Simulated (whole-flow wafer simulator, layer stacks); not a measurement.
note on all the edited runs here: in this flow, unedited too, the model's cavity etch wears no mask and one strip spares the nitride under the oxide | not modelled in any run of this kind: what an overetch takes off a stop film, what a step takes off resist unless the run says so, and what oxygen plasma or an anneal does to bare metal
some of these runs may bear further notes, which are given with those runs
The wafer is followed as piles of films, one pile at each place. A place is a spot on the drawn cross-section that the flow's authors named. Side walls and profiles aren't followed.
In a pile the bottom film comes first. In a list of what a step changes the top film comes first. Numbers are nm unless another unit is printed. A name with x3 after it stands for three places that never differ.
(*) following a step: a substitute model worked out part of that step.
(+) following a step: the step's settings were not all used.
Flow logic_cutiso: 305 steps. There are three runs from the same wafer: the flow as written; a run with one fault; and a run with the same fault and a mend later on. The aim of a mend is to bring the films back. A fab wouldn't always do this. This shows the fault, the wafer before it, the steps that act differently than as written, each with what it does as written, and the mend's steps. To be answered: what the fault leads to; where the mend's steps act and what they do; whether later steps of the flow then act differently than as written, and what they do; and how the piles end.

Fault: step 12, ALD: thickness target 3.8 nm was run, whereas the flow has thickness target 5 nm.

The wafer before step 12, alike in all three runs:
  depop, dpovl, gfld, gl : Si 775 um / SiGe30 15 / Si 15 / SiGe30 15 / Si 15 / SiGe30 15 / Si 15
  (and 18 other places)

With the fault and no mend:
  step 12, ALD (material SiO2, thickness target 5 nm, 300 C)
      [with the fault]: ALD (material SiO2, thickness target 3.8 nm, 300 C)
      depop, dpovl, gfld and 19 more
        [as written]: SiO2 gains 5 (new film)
        [with the fault]: SiO2 gains 3.8 (new film)
  Steps later in the flow that act otherwise than as written (15 other steps are not shown; they differ only slightly, by no more than 2% or 0.5 nm, whichever is larger):
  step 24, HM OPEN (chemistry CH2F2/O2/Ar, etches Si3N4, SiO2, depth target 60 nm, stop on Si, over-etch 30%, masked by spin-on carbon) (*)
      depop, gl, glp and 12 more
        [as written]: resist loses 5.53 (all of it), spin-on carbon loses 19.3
        [with the fault]: resist loses 5.53 (all of it), spin-on carbon loses 18.7
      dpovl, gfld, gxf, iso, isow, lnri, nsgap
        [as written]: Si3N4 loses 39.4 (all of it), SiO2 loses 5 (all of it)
        [with the fault]: Si3N4 loses 39.4 (all of it), SiO2 loses 3.8 (all of it)
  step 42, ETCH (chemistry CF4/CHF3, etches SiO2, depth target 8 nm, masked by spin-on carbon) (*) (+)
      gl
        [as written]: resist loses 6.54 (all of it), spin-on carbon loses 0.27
        [with the fault]: resist loses 5.58
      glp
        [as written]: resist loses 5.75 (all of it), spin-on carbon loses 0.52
        [with the fault]: resist loses 5.76 (all of it)
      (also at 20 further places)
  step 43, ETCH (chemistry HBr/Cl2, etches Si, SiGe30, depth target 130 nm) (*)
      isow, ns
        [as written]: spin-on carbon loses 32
        [with the fault]: resist loses 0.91 (all of it), spin-on carbon loses 30.7
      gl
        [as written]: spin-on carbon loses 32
        [with the fault]: resist loses 0.96 (all of it), spin-on carbon loses 30.7
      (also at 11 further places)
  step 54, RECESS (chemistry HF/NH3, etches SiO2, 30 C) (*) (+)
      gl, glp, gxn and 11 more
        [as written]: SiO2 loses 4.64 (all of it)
        [with the fault]: SiO2 loses 3.44 (all of it)
  At the end the piles are close to the flow's at the places that both follow, differing by at most 2% or 0.5 nm, whichever is larger.

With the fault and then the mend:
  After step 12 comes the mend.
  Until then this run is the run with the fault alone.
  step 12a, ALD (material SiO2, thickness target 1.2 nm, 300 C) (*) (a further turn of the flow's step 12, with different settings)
      depop, dpovl, gfld and 19 more
        SiO2 gains 1.2
  Later steps of the flow that are run all act as written at every place that is followed.
  By the end, the piles equal the flow's at every place that both follow.
